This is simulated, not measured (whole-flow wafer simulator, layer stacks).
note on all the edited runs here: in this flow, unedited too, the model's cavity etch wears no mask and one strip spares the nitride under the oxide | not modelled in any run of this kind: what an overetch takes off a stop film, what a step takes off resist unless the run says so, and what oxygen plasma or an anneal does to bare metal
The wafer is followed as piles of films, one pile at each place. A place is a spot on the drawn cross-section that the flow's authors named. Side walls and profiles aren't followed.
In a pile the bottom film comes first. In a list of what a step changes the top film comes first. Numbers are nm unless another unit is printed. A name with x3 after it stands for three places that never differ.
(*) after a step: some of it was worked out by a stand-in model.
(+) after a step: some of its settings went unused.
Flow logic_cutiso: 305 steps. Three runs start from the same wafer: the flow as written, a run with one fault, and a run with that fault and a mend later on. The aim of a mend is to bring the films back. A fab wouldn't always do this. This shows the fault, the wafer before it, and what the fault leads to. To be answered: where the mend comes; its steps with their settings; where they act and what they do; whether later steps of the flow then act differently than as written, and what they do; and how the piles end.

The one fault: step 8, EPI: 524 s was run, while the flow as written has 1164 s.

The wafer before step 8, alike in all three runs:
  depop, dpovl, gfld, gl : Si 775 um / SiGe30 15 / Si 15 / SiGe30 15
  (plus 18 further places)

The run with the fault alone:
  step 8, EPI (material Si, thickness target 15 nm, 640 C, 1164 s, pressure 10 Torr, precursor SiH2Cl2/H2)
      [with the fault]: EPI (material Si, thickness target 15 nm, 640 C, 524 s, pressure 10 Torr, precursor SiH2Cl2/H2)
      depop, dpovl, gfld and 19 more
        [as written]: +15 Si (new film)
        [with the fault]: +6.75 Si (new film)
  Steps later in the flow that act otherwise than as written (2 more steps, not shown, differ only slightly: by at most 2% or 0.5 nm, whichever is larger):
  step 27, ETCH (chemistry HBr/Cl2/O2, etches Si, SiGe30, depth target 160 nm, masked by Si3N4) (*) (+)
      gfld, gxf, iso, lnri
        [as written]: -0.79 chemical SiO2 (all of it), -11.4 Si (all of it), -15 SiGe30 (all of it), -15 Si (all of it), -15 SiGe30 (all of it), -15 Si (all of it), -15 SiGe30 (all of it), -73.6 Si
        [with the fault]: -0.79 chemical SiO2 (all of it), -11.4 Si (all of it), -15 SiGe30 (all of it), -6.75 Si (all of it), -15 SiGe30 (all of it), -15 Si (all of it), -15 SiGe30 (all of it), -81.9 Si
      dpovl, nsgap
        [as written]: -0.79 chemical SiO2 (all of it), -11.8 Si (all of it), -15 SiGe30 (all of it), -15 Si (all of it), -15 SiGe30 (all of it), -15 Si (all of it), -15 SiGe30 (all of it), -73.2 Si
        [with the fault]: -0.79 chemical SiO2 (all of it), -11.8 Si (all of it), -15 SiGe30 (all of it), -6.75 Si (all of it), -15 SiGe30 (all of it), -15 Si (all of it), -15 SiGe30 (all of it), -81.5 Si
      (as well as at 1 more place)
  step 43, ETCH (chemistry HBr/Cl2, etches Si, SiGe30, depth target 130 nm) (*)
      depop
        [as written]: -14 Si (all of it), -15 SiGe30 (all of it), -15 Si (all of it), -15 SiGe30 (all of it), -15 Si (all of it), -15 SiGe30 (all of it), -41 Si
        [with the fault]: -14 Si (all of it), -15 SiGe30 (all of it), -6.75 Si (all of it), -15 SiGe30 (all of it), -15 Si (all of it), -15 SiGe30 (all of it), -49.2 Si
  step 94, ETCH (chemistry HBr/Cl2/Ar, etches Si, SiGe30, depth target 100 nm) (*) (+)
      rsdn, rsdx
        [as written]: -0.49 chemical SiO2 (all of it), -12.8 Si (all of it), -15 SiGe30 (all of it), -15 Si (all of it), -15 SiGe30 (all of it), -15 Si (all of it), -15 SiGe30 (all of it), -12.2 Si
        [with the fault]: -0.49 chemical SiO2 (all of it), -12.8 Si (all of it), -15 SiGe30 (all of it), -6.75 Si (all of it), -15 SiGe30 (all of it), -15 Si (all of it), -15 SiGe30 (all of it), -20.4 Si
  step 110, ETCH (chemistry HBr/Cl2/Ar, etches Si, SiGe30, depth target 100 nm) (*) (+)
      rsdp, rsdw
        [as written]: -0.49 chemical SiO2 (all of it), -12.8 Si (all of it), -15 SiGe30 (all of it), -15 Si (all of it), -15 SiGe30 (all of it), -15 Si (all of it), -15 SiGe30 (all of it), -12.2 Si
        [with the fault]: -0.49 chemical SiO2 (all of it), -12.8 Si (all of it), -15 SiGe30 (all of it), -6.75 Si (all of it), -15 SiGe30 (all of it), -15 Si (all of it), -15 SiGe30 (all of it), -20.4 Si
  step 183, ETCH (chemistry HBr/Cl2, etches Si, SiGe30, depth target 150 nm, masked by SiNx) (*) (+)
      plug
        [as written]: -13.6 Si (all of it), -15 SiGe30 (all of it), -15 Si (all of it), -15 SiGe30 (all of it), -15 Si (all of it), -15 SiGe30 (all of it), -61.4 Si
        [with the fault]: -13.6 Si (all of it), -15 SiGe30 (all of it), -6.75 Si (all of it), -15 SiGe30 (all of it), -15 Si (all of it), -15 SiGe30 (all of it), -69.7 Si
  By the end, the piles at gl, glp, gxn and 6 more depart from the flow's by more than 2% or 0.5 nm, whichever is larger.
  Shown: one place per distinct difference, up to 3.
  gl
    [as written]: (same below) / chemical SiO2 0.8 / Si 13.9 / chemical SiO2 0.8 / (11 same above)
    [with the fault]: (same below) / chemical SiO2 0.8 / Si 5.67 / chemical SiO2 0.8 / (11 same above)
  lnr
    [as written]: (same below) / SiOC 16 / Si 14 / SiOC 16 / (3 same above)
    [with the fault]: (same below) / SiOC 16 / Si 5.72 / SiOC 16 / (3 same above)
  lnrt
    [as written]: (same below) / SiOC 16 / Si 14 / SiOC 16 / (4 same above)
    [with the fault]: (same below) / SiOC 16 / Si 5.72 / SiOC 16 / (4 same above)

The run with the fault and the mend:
  The mend stands after step 8.
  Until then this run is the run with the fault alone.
  step 8a, EPI (material Si, thickness target 15 nm, 640 C, 640.4 s, pressure 10 Torr, precursor SiH2Cl2/H2) (a further turn of the flow's step 8, with different settings)
      depop, dpovl, gfld and 19 more
        +8.25 Si
  None of the later steps of the flow acts differently than as written at any place that is followed.
  At every place that both follow, the piles at the end match the flow's.
